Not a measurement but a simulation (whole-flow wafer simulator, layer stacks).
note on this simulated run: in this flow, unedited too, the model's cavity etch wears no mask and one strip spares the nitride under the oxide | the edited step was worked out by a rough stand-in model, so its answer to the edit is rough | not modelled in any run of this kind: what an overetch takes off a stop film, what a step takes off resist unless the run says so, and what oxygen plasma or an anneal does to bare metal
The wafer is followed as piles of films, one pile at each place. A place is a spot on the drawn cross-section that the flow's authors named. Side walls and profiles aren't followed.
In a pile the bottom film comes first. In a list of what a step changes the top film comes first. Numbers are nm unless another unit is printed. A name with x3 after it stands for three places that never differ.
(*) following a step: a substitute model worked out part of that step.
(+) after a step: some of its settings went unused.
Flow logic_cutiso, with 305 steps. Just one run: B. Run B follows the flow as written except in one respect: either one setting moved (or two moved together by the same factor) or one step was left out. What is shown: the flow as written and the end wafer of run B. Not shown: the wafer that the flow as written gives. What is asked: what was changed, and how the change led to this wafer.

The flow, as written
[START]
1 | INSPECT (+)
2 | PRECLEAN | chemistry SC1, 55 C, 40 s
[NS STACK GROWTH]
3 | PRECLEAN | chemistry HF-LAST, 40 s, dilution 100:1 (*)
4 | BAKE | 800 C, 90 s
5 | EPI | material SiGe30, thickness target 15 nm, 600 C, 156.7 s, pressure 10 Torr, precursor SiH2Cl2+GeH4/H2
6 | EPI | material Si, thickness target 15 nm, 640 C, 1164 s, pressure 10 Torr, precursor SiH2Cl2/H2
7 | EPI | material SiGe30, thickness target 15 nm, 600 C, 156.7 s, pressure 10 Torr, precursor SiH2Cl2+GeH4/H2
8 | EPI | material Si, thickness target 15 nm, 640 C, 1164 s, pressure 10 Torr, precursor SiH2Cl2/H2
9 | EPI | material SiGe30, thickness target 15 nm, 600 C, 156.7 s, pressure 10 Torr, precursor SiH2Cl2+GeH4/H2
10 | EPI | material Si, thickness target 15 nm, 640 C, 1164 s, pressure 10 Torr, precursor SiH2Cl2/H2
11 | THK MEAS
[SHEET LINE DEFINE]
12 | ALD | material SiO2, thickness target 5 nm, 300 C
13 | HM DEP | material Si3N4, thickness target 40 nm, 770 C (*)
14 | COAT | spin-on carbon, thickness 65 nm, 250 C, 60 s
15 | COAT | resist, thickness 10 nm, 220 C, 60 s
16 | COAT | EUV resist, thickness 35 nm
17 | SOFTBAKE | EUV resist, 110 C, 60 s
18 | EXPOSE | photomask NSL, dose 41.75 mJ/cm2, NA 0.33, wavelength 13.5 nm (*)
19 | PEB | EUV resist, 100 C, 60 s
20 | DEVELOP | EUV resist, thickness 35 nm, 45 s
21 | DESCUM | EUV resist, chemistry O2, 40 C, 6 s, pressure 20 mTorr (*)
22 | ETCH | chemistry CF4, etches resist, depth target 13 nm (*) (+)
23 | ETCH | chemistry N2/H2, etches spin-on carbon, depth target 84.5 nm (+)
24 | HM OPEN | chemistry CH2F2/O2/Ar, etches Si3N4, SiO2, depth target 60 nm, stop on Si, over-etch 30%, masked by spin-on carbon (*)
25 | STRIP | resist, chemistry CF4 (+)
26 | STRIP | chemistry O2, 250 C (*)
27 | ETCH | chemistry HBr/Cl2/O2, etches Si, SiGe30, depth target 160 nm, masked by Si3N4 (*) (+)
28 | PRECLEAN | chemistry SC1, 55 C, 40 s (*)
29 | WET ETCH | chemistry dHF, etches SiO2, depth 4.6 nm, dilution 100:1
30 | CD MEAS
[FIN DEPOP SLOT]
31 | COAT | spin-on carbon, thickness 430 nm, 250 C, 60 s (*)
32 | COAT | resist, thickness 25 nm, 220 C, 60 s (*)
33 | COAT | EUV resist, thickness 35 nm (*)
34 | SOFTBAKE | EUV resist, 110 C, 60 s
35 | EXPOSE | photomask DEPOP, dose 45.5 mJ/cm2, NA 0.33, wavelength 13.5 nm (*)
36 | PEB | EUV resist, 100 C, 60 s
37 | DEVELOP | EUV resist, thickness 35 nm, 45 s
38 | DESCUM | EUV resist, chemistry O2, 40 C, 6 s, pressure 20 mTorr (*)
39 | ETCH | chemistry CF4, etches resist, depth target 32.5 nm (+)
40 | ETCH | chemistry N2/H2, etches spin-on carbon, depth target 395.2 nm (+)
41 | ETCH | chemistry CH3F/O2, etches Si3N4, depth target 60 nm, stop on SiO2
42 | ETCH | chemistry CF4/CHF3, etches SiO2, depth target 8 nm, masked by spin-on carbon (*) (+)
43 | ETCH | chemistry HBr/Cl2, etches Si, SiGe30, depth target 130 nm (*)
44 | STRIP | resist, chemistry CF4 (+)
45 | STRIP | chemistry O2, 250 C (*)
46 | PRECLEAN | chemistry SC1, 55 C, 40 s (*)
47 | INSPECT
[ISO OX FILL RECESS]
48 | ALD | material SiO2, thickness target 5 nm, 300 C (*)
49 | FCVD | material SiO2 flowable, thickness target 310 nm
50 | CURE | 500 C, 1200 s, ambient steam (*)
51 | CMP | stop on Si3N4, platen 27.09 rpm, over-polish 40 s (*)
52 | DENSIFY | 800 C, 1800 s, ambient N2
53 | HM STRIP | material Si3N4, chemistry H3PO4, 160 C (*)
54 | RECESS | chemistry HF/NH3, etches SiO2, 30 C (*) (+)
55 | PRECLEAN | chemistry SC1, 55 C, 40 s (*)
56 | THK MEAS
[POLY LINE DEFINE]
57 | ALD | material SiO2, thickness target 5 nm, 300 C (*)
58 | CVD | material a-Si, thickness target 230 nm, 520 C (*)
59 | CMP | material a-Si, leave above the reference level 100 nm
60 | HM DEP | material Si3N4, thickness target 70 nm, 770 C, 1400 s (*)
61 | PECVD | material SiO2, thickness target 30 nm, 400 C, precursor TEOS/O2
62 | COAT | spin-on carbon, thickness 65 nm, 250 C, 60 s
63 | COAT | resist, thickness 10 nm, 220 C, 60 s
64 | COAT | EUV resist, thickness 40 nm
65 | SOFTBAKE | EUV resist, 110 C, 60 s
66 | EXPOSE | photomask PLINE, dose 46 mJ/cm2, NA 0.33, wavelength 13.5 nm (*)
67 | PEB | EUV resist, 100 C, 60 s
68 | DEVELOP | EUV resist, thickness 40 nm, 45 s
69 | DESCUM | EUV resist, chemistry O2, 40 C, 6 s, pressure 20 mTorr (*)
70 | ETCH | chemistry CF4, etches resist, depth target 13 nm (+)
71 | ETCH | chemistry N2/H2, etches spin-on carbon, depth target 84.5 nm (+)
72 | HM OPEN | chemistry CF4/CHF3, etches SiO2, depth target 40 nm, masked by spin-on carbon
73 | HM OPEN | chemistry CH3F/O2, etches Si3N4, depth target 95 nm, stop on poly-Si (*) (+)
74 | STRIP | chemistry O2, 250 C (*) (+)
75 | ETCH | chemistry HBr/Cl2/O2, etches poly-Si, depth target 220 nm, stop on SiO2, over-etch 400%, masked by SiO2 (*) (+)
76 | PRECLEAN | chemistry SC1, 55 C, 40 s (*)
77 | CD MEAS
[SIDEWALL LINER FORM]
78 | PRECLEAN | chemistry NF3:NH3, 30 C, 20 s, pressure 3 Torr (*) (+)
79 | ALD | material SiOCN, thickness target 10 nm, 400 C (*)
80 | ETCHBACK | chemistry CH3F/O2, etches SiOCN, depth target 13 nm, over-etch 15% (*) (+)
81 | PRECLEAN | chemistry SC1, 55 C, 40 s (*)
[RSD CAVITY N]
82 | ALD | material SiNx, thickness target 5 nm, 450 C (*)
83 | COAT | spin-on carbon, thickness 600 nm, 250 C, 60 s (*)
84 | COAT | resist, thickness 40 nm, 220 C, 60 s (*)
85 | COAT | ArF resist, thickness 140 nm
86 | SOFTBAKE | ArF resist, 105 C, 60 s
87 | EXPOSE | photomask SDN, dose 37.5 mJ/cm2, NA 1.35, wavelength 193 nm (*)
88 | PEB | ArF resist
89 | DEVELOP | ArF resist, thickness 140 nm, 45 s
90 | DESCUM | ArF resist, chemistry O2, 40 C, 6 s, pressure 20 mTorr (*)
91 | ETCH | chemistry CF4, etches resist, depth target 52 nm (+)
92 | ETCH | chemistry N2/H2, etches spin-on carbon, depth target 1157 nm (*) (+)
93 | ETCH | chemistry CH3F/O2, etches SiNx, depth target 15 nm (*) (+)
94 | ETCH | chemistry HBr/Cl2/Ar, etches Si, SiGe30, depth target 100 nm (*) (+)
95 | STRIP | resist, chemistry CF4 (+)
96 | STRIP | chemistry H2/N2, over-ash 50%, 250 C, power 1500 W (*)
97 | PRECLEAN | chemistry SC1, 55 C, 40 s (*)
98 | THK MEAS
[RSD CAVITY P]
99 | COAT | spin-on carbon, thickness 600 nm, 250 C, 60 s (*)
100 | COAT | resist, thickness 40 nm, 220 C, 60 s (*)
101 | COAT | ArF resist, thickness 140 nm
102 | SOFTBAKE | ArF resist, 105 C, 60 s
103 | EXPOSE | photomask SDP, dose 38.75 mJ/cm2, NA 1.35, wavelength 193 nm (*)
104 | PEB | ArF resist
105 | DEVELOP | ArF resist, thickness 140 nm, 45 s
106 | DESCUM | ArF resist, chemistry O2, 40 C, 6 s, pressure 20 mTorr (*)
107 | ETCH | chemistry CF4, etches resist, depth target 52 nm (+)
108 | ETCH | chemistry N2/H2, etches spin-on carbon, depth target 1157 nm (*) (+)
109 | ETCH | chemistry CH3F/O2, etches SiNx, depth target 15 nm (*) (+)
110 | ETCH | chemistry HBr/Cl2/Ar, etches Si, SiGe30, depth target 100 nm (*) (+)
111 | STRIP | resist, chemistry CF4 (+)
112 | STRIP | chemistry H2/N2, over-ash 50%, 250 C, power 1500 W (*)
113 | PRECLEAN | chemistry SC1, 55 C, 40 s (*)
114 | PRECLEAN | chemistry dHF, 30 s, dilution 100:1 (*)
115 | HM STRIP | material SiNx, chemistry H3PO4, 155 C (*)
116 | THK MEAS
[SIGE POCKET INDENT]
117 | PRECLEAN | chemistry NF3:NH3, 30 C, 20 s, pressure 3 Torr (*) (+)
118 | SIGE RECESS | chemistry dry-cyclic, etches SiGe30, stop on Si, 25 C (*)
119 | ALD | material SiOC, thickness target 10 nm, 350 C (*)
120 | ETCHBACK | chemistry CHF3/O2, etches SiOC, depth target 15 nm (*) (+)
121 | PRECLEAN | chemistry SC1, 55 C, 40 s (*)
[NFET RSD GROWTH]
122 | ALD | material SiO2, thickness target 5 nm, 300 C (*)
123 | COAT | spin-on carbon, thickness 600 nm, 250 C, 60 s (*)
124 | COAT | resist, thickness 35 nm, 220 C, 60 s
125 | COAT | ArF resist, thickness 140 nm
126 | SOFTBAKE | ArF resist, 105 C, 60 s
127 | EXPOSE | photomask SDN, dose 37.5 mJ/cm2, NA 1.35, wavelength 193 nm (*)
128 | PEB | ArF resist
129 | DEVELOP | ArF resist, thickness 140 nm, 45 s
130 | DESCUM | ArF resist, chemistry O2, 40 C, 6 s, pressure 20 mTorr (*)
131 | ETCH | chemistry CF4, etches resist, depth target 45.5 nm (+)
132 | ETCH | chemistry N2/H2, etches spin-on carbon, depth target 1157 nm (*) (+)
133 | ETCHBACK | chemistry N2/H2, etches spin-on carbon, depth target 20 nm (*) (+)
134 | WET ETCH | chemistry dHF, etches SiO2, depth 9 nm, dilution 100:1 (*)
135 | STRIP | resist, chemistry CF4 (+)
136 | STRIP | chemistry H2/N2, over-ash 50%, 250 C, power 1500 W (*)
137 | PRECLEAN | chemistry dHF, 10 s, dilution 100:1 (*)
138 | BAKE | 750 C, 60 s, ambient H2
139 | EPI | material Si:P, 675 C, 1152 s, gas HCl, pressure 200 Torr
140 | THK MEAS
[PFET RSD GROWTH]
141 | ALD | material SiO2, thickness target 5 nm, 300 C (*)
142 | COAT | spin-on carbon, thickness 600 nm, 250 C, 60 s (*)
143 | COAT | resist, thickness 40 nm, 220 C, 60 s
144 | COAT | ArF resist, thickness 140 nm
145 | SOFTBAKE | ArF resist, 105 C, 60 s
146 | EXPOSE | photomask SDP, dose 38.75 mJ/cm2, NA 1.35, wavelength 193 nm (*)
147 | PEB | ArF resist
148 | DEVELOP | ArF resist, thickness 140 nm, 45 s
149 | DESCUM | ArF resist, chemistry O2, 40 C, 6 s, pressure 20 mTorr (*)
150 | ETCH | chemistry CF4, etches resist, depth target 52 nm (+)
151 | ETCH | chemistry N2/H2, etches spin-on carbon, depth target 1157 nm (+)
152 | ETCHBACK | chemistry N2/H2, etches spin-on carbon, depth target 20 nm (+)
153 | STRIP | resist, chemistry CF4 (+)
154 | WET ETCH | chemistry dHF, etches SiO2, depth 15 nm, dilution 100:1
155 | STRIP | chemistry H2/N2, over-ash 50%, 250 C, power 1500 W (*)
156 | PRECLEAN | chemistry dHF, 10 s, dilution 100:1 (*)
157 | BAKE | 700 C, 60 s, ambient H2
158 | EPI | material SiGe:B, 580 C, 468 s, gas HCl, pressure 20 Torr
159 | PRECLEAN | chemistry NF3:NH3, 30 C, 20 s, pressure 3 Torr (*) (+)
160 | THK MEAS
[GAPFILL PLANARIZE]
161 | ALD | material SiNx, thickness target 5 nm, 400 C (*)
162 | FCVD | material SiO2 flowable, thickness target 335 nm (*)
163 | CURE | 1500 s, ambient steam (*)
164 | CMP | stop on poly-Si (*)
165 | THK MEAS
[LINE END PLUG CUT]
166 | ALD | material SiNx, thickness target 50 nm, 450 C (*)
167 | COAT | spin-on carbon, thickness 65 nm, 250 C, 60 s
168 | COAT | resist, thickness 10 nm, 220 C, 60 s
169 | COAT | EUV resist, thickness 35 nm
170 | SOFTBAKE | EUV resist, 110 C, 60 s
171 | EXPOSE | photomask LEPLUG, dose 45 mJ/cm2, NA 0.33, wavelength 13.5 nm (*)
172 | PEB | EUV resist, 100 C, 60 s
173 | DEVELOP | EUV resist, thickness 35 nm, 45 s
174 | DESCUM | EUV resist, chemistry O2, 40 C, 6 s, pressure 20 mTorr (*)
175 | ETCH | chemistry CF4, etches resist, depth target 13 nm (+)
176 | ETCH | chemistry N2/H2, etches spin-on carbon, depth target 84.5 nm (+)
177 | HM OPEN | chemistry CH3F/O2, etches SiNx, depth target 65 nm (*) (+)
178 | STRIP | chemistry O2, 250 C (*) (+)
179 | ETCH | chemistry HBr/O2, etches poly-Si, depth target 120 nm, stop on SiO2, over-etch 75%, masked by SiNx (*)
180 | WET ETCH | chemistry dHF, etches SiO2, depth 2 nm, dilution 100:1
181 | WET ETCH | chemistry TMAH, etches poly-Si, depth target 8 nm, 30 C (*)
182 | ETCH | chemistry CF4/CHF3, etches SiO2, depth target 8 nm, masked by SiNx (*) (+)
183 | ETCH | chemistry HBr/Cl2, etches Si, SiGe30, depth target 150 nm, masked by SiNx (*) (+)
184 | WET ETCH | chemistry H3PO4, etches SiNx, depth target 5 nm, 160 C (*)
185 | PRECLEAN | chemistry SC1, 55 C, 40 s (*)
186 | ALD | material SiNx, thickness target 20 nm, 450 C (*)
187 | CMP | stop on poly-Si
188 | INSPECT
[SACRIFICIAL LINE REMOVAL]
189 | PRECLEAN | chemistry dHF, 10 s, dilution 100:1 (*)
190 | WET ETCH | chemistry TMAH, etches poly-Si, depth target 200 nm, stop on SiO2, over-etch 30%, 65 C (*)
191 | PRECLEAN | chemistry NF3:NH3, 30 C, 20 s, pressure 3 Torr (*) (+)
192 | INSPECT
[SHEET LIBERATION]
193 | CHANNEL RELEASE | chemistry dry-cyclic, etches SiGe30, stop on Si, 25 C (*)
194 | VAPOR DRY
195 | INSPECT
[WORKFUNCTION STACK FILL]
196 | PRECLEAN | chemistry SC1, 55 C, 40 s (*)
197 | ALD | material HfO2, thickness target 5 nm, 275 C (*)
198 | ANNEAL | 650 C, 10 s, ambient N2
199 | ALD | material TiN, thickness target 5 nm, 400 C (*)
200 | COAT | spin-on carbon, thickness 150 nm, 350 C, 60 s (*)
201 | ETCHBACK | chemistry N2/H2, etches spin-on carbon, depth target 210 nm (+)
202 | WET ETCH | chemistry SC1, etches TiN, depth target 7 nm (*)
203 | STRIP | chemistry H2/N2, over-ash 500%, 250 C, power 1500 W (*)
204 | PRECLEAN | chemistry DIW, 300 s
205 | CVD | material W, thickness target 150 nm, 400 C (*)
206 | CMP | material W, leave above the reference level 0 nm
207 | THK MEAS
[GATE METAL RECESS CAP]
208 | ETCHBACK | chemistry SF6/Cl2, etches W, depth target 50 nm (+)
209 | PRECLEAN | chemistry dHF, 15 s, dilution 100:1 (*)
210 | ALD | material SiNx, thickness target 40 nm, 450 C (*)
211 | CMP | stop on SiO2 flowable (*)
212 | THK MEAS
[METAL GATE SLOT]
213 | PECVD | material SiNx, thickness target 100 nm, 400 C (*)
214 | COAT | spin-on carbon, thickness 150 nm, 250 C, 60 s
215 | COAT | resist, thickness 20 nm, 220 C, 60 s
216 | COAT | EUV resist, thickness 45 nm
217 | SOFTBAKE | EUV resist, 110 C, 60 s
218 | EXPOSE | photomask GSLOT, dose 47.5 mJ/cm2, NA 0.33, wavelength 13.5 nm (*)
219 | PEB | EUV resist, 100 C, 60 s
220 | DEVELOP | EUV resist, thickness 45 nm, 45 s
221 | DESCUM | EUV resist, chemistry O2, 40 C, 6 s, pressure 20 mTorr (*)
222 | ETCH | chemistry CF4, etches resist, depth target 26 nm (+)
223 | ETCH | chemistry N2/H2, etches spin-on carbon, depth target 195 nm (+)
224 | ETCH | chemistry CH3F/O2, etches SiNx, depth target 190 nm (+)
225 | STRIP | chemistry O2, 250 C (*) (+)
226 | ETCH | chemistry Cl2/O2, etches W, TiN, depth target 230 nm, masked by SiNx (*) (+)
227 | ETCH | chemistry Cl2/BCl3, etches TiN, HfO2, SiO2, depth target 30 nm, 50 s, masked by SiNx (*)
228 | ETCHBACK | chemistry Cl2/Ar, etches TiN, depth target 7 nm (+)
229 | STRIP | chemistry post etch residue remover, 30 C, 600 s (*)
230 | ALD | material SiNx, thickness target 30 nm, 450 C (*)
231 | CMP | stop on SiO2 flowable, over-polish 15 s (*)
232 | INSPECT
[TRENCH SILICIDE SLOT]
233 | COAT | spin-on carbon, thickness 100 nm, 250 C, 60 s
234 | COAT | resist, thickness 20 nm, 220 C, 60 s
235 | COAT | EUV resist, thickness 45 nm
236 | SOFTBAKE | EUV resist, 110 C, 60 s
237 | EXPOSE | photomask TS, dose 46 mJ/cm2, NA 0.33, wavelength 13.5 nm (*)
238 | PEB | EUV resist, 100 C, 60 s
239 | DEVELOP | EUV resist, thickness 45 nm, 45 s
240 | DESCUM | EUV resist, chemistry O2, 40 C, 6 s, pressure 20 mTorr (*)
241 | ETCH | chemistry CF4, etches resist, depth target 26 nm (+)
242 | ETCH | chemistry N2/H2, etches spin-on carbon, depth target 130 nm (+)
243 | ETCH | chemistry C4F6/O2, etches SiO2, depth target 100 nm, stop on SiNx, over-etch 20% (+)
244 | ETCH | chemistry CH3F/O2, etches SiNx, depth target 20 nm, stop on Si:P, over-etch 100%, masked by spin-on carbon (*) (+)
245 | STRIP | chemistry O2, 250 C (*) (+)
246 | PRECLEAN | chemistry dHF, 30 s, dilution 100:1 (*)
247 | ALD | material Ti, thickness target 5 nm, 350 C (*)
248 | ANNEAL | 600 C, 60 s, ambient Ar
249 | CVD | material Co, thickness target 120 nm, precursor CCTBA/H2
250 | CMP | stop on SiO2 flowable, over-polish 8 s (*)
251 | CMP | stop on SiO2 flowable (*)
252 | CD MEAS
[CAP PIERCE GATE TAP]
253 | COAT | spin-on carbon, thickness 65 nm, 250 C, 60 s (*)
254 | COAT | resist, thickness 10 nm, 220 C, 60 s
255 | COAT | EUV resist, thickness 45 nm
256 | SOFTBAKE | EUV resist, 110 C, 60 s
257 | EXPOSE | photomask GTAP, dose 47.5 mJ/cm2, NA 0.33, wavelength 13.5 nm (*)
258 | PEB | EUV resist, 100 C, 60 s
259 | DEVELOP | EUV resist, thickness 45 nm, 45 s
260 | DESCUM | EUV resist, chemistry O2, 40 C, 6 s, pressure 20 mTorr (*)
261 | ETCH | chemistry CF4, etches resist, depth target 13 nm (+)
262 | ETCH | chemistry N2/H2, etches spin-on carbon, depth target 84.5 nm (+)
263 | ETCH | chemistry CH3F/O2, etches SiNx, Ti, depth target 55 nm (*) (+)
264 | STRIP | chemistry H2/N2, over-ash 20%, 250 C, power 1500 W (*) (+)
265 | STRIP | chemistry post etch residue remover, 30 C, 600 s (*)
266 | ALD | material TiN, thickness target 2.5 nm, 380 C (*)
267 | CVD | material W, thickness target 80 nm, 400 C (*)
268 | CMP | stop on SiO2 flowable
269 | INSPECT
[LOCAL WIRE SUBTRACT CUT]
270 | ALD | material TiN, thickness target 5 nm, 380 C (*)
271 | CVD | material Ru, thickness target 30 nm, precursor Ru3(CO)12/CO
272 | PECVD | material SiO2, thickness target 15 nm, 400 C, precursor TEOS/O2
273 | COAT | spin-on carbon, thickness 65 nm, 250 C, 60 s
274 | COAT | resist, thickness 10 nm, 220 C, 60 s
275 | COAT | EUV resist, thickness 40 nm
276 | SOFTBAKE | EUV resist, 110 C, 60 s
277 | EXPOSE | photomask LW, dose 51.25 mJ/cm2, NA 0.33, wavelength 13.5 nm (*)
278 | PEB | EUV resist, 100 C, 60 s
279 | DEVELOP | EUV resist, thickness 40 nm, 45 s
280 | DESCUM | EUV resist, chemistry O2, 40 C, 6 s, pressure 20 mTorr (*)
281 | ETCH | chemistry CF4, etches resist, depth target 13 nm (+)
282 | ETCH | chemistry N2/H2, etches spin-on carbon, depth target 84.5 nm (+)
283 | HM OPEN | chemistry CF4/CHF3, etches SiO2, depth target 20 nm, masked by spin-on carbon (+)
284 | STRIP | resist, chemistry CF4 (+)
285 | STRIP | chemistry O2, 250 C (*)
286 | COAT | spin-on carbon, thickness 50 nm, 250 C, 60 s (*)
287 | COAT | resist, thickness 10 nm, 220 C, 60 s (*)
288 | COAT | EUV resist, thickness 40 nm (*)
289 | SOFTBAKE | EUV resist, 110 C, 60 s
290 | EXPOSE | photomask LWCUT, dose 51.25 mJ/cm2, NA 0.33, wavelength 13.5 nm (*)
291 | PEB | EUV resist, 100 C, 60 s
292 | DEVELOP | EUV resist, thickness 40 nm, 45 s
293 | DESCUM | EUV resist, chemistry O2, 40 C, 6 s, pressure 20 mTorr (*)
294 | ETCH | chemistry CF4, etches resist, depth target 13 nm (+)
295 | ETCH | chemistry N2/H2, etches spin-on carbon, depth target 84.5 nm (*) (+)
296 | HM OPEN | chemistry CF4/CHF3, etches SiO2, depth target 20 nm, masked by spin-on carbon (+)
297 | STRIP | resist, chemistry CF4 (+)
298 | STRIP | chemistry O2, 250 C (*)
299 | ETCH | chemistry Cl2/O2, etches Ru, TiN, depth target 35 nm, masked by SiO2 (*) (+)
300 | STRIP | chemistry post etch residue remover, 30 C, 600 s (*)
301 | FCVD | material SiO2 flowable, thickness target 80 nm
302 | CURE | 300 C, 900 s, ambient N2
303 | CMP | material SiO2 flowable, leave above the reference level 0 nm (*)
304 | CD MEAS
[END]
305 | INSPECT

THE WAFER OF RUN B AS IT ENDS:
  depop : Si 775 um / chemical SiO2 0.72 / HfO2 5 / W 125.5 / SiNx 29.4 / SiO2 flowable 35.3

Cause: step 43, ETCH: depth target 84.5 nm was run, while the flow as written has depth target 130 nm.

How this came from the change, step by step:
  43 | ETCH | chemistry HBr/Cl2, etches Si, SiGe30, depth target 130 nm (*)
      depop: Si loses 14 (all of it), SiGe30 loses 15 (all of it), Si loses 15 (all of it), SiGe30 loses 15 (all of it), Si loses 15 (all of it), SiGe30 loses 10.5 (as written it would have been: Si loses 14 (all of it), SiGe30 loses 15 (all of it), Si loses 15 (all of it), SiGe30 loses 15 (all of it), Si loses 15 (all of it), SiGe30 loses 15 (all of it), Si loses 41)
      dpovl, gl, glp and 16 more: spin-on carbon loses 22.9 (as written it would have been: spin-on carbon loses 32)
      (and at 2 other places as well)
  45 | STRIP | chemistry O2, 250 C (*)
      depop: chemical SiO2 gains 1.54 (new film), SiGe30 loses 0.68 (as written it would have been: chemical SiO2 gains 1.13 (new film), Si loses 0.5)
      glp, tap: spin-on carbon loses 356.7 (all of it) (as written it would have been: spin-on carbon loses 347.6 (all of it))
      (and at 13 other places as well)
  49 | FCVD | material SiO2 flowable, thickness target 310 nm
      depop: SiO2 flowable gains 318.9 (new film) (as written it would have been: SiO2 flowable gains 359.9 (new film))
      ns: SiO2 flowable gains 206.1 (new film) (as written it would have been: SiO2 flowable gains 201.3 (new film))
  51 | CMP | stop on Si3N4, platen 27.09 rpm, over-polish 40 s (*)
      depop: SiO2 flowable loses 205.2 (as written it would have been: SiO2 flowable loses 200.5)
      dpovl: SiO2 flowable loses 205.1 (as written it would have been: SiO2 flowable loses 200.4)
      (and at 3 other places as well)
  52 | DENSIFY | 800 C, 1800 s, ambient N2
      depop: SiO2 flowable loses 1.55 (as written it would have been: SiO2 flowable loses 2.32)
  54 | RECESS | chemistry HF/NH3, etches SiO2, 30 C (*) (+)
      depop: SiO2 flowable loses 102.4 (all of it), SiO2 loses 5 (all of it), chemical SiO2 loses 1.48 (all of it) (as written it would have been: SiO2 flowable loses 111.9)
  55 | PRECLEAN | chemistry SC1, 55 C, 40 s (*)
      depop: chemical SiO2 gains 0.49 (new film), SiGe30 loses 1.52 (as written it would have been: SiO2 flowable loses 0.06)
  191 | PRECLEAN | chemistry NF3:NH3, 30 C, 20 s, pressure 3 Torr (*) (+)
      depop: SiO2 loses 5 (all of it), chemical SiO2 loses 0.49 (all of it) (as written it would have been: SiO2 loses 5 (all of it), SiO2 flowable loses 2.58)
  193 | CHANNEL RELEASE | chemistry dry-cyclic, etches SiGe30, stop on Si, 25 C (*)
      depop: chemical SiO2 gains 0.8 (new film), SiGe30 loses 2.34 (all of it), Si loses 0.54 (as written it would have been: nothing)
